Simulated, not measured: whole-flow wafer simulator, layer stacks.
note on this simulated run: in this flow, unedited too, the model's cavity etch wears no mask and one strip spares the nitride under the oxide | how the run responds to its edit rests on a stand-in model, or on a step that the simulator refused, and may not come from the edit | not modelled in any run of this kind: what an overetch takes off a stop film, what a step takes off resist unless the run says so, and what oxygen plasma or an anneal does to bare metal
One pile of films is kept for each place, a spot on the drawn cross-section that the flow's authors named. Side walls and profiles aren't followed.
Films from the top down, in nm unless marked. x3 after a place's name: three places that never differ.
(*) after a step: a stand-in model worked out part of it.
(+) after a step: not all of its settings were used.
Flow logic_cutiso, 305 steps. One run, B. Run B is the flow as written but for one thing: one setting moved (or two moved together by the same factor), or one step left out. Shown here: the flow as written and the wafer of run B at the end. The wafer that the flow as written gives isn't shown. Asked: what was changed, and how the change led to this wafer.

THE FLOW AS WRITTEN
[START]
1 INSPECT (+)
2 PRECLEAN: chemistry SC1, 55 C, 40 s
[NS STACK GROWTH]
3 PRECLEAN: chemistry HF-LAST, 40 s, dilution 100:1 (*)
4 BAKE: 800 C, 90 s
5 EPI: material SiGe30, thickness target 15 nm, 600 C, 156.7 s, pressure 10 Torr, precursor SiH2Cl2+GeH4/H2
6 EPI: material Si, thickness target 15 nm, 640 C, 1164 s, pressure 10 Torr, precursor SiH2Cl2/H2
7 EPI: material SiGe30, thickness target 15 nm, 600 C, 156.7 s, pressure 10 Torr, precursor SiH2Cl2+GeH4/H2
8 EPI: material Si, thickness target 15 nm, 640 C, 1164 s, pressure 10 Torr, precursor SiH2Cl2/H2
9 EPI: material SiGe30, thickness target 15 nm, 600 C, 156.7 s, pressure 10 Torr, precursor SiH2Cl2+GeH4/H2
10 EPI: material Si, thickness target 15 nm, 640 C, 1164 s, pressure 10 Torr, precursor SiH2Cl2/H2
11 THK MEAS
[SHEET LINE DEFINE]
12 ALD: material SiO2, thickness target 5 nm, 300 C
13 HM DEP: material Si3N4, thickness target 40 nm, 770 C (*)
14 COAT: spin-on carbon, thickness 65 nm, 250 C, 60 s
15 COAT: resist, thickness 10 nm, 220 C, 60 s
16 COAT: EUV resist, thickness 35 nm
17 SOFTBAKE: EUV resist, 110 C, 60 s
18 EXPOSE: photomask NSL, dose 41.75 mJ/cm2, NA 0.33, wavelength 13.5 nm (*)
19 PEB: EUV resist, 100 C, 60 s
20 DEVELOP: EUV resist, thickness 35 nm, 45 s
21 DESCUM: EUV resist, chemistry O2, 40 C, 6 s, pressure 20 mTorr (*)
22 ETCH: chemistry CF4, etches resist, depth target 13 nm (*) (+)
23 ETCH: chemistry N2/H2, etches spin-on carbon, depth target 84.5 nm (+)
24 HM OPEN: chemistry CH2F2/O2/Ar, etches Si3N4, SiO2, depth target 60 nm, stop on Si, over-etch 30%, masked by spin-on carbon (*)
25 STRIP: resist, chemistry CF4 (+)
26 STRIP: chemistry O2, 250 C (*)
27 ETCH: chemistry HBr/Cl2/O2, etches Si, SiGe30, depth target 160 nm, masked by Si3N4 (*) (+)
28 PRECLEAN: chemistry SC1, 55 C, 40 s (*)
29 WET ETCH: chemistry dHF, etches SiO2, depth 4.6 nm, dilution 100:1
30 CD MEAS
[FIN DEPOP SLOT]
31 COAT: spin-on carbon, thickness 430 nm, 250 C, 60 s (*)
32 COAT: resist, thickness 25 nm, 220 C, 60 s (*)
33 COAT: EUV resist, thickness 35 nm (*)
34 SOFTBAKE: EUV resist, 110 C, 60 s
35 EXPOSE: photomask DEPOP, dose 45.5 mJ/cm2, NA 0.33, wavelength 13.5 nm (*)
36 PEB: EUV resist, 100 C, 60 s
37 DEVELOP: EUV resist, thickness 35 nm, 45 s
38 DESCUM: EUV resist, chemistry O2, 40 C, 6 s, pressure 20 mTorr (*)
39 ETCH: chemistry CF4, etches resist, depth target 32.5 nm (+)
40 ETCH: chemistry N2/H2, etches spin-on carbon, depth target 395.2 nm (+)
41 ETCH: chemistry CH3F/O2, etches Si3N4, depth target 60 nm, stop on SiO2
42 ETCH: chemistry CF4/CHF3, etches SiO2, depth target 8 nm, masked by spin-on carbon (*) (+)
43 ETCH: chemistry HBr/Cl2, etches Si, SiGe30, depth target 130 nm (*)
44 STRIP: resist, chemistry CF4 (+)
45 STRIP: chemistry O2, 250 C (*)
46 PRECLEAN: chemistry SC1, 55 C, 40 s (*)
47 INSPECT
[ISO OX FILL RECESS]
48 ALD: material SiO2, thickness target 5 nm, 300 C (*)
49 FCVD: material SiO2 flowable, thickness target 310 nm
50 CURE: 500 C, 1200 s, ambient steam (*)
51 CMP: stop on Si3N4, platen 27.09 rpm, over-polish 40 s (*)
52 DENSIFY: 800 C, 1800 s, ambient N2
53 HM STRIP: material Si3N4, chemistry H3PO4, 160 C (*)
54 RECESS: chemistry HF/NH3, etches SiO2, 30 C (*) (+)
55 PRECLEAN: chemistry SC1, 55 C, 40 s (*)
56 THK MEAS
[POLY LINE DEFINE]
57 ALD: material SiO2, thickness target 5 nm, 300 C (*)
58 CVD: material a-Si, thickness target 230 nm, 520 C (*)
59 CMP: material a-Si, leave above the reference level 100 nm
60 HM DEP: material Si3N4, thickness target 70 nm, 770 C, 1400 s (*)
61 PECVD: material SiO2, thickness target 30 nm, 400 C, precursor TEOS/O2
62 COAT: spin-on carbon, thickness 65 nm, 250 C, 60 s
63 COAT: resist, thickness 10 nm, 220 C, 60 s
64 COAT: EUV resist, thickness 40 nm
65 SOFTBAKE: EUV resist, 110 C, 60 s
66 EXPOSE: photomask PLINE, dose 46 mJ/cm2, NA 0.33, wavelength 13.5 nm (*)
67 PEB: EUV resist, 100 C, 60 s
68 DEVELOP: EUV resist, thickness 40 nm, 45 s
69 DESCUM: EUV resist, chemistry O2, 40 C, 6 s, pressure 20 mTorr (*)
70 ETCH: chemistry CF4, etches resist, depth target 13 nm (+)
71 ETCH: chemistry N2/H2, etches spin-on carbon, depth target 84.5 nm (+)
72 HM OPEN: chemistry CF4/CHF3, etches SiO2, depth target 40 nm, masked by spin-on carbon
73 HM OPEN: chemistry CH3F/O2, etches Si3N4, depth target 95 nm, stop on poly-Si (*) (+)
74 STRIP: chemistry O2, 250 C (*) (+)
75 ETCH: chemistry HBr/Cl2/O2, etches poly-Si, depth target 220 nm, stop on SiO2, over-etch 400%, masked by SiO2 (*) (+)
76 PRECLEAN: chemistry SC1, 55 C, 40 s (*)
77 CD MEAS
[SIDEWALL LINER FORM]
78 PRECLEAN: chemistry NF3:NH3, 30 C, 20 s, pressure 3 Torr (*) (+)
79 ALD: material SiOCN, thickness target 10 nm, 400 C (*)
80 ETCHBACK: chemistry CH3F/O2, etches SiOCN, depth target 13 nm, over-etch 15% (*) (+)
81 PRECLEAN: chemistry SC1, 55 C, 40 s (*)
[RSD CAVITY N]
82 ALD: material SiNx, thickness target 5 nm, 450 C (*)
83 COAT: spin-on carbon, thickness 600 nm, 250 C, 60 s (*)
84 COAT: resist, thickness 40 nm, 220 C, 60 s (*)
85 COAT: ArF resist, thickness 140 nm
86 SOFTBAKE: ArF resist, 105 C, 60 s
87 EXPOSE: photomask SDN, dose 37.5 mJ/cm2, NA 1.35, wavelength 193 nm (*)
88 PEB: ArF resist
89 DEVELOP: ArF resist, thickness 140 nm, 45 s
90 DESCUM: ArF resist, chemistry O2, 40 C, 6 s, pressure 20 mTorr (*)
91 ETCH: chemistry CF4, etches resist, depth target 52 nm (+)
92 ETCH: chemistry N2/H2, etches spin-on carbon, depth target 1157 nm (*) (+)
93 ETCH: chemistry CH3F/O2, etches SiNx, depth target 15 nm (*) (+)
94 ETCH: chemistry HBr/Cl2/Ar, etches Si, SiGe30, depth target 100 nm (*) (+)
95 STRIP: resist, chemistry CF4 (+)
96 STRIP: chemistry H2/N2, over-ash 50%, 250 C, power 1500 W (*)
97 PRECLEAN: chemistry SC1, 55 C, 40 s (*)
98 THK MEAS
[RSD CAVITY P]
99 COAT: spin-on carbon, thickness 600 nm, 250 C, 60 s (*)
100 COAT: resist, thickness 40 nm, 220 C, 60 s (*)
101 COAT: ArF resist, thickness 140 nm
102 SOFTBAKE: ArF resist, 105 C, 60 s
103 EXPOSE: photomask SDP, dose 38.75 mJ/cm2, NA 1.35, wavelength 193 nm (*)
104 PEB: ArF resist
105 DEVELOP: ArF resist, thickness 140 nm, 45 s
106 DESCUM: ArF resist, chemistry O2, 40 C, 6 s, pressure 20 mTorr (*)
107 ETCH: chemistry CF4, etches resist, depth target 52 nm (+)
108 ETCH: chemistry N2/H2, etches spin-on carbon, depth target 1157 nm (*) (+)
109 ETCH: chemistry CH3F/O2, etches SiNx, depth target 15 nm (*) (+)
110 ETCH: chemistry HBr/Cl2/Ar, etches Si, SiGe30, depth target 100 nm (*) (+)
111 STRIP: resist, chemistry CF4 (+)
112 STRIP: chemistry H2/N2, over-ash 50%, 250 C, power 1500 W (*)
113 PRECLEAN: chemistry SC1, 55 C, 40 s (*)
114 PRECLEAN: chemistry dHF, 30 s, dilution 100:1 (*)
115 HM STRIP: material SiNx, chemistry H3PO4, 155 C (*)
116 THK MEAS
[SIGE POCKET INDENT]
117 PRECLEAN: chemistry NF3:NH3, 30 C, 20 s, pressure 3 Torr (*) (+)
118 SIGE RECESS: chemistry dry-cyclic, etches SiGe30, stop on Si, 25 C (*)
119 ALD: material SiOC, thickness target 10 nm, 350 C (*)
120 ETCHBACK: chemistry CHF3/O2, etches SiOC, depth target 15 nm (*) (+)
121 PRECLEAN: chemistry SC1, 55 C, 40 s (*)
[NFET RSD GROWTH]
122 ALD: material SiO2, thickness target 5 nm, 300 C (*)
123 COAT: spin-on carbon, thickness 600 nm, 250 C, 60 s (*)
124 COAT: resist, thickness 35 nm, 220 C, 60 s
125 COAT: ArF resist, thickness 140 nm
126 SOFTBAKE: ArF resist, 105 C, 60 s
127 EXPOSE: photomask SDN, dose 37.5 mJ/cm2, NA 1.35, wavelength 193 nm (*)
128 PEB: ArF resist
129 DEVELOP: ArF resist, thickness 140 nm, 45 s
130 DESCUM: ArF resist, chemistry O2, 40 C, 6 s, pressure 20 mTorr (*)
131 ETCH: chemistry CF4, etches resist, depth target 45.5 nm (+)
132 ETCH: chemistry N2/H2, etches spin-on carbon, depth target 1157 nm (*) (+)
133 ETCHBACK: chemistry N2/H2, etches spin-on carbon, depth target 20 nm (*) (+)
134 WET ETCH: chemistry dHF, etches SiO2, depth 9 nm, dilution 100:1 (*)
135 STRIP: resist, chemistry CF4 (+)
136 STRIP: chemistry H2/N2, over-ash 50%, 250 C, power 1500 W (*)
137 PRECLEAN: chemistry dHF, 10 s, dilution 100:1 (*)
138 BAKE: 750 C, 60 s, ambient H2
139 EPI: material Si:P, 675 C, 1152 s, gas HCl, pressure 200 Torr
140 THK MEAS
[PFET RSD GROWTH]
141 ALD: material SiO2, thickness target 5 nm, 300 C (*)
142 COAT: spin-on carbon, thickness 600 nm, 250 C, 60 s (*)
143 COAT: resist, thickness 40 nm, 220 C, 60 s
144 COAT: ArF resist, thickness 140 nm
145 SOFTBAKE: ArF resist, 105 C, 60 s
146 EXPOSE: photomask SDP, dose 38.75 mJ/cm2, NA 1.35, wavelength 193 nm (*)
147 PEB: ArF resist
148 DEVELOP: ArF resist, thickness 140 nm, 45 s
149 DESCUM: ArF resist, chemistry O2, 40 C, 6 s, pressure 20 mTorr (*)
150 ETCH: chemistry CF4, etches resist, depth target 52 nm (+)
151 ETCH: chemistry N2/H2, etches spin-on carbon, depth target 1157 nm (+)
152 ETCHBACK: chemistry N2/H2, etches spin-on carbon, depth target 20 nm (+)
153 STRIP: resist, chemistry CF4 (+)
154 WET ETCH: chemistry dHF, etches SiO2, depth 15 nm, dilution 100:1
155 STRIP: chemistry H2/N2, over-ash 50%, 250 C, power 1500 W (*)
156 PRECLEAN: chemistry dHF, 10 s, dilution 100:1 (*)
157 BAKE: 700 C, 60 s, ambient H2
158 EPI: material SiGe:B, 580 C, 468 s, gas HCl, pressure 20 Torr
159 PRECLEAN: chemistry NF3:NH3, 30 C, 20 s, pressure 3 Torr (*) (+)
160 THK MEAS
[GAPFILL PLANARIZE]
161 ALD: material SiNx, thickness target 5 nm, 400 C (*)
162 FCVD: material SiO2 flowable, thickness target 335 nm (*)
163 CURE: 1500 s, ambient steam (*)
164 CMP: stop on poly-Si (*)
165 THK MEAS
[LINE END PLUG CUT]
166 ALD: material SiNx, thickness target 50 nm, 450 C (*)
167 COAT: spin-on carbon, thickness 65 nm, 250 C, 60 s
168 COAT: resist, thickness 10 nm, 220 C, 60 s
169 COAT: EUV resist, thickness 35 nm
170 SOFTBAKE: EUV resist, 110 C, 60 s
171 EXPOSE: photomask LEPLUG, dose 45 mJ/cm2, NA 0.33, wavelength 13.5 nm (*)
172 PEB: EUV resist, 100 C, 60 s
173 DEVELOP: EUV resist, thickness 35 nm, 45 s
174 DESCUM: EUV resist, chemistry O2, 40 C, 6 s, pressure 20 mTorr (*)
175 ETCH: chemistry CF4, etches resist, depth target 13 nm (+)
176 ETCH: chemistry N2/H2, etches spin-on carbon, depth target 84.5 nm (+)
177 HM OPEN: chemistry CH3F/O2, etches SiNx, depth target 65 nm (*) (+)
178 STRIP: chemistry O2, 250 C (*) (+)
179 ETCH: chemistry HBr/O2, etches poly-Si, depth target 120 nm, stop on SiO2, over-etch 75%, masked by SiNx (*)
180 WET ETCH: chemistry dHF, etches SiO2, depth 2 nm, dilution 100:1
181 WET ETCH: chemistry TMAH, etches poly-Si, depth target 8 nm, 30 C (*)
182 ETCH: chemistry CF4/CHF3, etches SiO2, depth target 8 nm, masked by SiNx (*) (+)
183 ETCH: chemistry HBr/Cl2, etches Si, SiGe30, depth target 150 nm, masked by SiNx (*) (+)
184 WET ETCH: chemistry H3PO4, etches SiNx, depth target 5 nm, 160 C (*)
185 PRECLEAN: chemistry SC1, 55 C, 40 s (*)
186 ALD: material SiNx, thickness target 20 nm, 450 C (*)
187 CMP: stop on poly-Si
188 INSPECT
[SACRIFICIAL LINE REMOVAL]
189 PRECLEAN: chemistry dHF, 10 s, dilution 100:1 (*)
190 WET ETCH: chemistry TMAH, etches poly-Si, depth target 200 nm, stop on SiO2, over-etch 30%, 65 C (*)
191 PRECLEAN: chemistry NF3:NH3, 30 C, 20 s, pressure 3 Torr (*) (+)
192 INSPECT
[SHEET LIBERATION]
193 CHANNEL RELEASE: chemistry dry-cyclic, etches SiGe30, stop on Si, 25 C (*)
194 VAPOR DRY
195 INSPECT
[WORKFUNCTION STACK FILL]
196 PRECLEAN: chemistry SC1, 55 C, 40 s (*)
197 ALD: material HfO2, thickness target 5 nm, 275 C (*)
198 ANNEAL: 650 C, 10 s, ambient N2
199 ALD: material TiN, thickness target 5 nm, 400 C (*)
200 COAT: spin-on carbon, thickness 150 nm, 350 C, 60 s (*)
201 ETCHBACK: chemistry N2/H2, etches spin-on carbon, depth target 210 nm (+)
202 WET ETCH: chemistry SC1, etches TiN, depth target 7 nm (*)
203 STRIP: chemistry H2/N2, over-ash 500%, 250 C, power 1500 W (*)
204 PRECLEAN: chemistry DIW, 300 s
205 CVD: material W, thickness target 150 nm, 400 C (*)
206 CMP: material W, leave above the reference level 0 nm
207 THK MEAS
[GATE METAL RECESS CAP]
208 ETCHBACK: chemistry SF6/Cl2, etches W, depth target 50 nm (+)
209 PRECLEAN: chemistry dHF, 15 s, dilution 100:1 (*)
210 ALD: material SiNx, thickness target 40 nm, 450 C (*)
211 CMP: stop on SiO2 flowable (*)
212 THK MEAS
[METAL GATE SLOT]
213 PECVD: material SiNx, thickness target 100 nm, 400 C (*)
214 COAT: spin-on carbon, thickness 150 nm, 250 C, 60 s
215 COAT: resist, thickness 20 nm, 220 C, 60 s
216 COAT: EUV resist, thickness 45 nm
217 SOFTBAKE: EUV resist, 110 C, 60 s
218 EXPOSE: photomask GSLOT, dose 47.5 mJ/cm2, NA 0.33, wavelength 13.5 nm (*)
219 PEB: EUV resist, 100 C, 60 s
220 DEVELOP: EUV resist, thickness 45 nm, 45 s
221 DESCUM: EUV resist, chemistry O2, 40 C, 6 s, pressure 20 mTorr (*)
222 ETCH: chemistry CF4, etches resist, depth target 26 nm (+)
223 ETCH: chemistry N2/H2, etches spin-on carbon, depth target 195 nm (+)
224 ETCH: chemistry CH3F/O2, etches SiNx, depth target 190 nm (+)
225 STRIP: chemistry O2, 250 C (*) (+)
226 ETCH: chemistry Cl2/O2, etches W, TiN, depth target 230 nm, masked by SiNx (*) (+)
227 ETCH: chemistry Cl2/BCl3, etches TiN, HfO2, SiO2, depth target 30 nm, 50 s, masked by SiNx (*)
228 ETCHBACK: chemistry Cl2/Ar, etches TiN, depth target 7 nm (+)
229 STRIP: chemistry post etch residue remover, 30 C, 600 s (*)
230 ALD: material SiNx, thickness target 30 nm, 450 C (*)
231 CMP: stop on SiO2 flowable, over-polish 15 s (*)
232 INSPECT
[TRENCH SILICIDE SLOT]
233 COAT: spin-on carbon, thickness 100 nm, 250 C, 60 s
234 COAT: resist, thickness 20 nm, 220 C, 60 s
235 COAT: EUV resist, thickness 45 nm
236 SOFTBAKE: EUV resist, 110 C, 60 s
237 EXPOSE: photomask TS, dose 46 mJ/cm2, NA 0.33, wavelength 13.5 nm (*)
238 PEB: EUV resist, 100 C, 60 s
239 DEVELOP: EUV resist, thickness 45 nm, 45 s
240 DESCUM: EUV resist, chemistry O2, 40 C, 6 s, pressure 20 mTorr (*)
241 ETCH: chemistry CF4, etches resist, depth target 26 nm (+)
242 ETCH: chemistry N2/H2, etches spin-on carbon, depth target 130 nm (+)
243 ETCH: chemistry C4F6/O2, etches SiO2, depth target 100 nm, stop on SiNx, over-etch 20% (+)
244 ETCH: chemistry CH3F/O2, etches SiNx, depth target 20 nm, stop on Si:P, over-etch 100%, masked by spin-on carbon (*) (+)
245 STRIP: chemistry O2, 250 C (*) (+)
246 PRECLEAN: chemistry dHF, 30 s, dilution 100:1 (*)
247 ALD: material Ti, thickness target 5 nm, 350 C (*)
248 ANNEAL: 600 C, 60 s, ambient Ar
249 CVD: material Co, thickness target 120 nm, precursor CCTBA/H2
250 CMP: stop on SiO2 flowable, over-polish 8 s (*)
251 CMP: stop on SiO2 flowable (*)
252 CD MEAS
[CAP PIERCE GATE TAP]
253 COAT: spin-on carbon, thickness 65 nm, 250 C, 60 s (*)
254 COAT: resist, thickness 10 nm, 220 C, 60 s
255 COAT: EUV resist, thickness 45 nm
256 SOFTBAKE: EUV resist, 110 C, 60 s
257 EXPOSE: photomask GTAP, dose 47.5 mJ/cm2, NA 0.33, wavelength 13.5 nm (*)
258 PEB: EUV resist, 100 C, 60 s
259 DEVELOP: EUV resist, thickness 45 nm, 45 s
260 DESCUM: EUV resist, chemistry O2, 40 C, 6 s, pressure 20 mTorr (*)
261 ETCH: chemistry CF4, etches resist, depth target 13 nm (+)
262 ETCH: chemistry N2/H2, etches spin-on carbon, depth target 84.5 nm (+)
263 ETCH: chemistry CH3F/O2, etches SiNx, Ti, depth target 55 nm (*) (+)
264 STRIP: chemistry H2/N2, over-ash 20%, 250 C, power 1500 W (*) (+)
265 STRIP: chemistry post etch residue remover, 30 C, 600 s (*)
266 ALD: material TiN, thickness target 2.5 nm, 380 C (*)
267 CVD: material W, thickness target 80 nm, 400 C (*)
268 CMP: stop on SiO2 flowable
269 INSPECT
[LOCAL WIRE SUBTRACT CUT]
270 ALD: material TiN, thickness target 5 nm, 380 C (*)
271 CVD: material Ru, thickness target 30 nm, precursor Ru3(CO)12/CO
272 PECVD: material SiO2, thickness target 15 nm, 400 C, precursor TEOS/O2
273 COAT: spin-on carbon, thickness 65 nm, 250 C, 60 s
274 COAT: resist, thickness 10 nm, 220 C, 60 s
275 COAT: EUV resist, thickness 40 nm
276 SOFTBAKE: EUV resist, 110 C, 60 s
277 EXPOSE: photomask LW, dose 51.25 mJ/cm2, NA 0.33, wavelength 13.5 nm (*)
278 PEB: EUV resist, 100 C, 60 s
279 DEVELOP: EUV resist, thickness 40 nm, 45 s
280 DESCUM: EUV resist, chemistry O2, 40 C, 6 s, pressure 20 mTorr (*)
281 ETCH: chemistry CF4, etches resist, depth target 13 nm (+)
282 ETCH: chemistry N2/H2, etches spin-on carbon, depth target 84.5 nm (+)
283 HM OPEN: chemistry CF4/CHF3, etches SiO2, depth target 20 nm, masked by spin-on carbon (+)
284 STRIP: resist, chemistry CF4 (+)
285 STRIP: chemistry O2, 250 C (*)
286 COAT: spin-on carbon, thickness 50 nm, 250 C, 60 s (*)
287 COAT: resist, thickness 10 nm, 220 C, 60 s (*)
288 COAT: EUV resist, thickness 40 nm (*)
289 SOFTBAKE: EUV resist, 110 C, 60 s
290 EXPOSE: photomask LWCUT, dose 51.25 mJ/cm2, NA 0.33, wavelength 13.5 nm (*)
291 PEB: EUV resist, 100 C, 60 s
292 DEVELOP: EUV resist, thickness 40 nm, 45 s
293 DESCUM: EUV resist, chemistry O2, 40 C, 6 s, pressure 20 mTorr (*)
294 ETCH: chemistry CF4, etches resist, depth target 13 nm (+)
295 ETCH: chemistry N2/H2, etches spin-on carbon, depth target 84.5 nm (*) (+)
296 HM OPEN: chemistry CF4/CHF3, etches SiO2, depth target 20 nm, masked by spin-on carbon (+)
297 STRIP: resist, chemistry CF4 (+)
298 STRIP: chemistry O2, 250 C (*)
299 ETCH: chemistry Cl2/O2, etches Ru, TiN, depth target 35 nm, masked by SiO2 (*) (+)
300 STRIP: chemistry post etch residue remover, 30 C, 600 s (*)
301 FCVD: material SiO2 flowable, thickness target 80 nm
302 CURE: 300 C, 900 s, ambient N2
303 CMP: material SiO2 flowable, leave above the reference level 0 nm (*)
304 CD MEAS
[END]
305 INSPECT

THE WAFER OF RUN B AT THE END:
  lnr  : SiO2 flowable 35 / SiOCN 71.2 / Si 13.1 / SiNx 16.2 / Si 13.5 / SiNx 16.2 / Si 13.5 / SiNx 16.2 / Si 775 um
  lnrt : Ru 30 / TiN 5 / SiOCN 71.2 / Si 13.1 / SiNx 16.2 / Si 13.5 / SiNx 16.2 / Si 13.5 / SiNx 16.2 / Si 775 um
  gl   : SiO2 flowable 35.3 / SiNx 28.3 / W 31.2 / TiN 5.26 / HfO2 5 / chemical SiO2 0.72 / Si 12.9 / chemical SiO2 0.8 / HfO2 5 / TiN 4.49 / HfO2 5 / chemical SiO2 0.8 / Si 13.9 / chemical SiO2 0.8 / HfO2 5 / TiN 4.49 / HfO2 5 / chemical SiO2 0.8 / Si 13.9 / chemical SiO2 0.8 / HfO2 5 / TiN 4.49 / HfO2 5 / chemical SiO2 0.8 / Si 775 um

The cause: step 119, ALD: material SiOC, thickness target 10 nm, 350 C (*), was left out.

How the change led to this, step by step:
  120 ETCHBACK: chemistry CHF3/O2, etches SiOC, depth target 15 nm (*) (+)
      depop, dpovl, gfld, gxf, isow, ns, nsgap, plug: SiO2 -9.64 (all of it), Si3N4 -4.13 (as written it would be: SiOC -10 (all of it), SiO2 -5)
      lnr, lnri, lnrp, lnrt: SiOCN -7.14 (as written it would be: SiOC -10 (all of it), SiOCN -2.38)
      (and at 10 more places)
  121 PRECLEAN: chemistry SC1, 55 C, 40 s (*)
      lnr, lnrp, lnrt: under 1 film: Si -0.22, chemical SiO2 +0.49 (new film), cavity -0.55, chemical SiO2 +0.49 (new film), Si -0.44, chemical SiO2 +0.49 (new film), cavity -0.55, chemical SiO2 +0.49 (new film), Si -0.44, chemical SiO2 +0.49 (new film), cavity -0.55, chemical SiO2 +0.49 (new film), Si -0.22 (as written it would be: nothing)
  122 ALD: material SiO2, thickness target 5 nm, 300 C (*)
      depop, dpovl, gfld, gxf, isow, ns, nsgap, plug: SiO2 +5 (new film) (as written it would be: SiO2 +5)
      gxn: SiO2 +5.8 (new film) (as written it would be: SiO2 +6.76 (new film))
      (and at 1 more place)
  132 ETCH: chemistry N2/H2, etches spin-on carbon, depth target 1157 nm (*) (+)
      gxn: spin-on carbon -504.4 (all of it), SiO2 -5.8 (all of it) (as written it would be: spin-on carbon -499.4 (all of it), SiO2 -6.06)
  133 ETCHBACK: chemistry N2/H2, etches spin-on carbon, depth target 20 nm (*) (+)
      gxn: Si3N4 -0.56 (as written it would be: SiO2 -0.7 (all of it), Si3N4 -0.21)
  137 PRECLEAN: chemistry dHF, 10 s, dilution 100:1 (*)
      lnr, lnrt: SiOCN -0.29, chemical SiO2 -0.49 (all of it), cavity +0.7, chemical SiO2 -0.49 (all of it), chemical SiO2 -0.49 (all of it), cavity +0.7, chemical SiO2 -0.49 (all of it), chemical SiO2 -0.49 (all of it), cavity +0.7, chemical SiO2 -0.49 (all of it) (as written it would be: SiOCN -0.29)
      lnrp: SiO2 -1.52, chemical SiO2 -0.49 (all of it), cavity +0.7, chemical SiO2 -0.49 (all of it), chemical SiO2 -0.49 (all of it), cavity +0.7, chemical SiO2 -0.49 (all of it), chemical SiO2 -0.49 (all of it), cavity +0.7, chemical SiO2 -0.49 (all of it) (as written it would be: SiO2 -1.52)
  141 ALD: material SiO2, thickness target 5 nm, 300 C (*)
      gxn: SiO2 +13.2 (new film) (as written it would be: SiO2 +10.1 (new film))
      gxp: SiO2 +6.33 (as written it would be: SiO2 +5)
  153 STRIP: resist, chemistry CF4 (+)
      gxp: SiO2 -3.58 (all of it) (as written it would be: SiO2 -3.06 (all of it))
  159 PRECLEAN: chemistry NF3:NH3, 30 C, 20 s, pressure 3 Torr (*) (+)
      depop, dpovl, gfld, gxf, isow, ns, nsgap, plug: SiO2 -6.96 (all of it), Si3N4 -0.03 (as written it would be: SiO2 -7.43)
  164 CMP: stop on poly-Si (*)
      depop, dpovl, isow, ns, nsgap: SiO2 flowable -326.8 (all of it), SiNx -5 (all of it), Si3N4 -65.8 (all of it) (as written it would be: SiO2 flowable -326.8 (all of it), SiNx -5 (all of it), SiO2 -4.13 (all of it), Si3N4 -70 (all of it))
      gfld, gxf: SiO2 flowable -255.6 (all of it), SiNx -5 (all of it), Si3N4 -65.8 (all of it) (as written it would be: SiO2 flowable -251.9 (all of it), SiNx -5 (all of it), SiO2 -4.13 (all of it), Si3N4 -70 (all of it))
      (and at 10 more places)
  166 ALD: material SiNx, thickness target 50 nm, 450 C (*)
      lnr, lnrp, lnrt: SiNx +50 (new film), SiNx +16.2 (new film), cavity -16.2 (all of it), SiNx +16.2 (new film), cavity -16.2 (all of it), SiNx +16.2 (new film), cavity -16.2 (all of it) (as written it would be: SiNx +50 (new film))
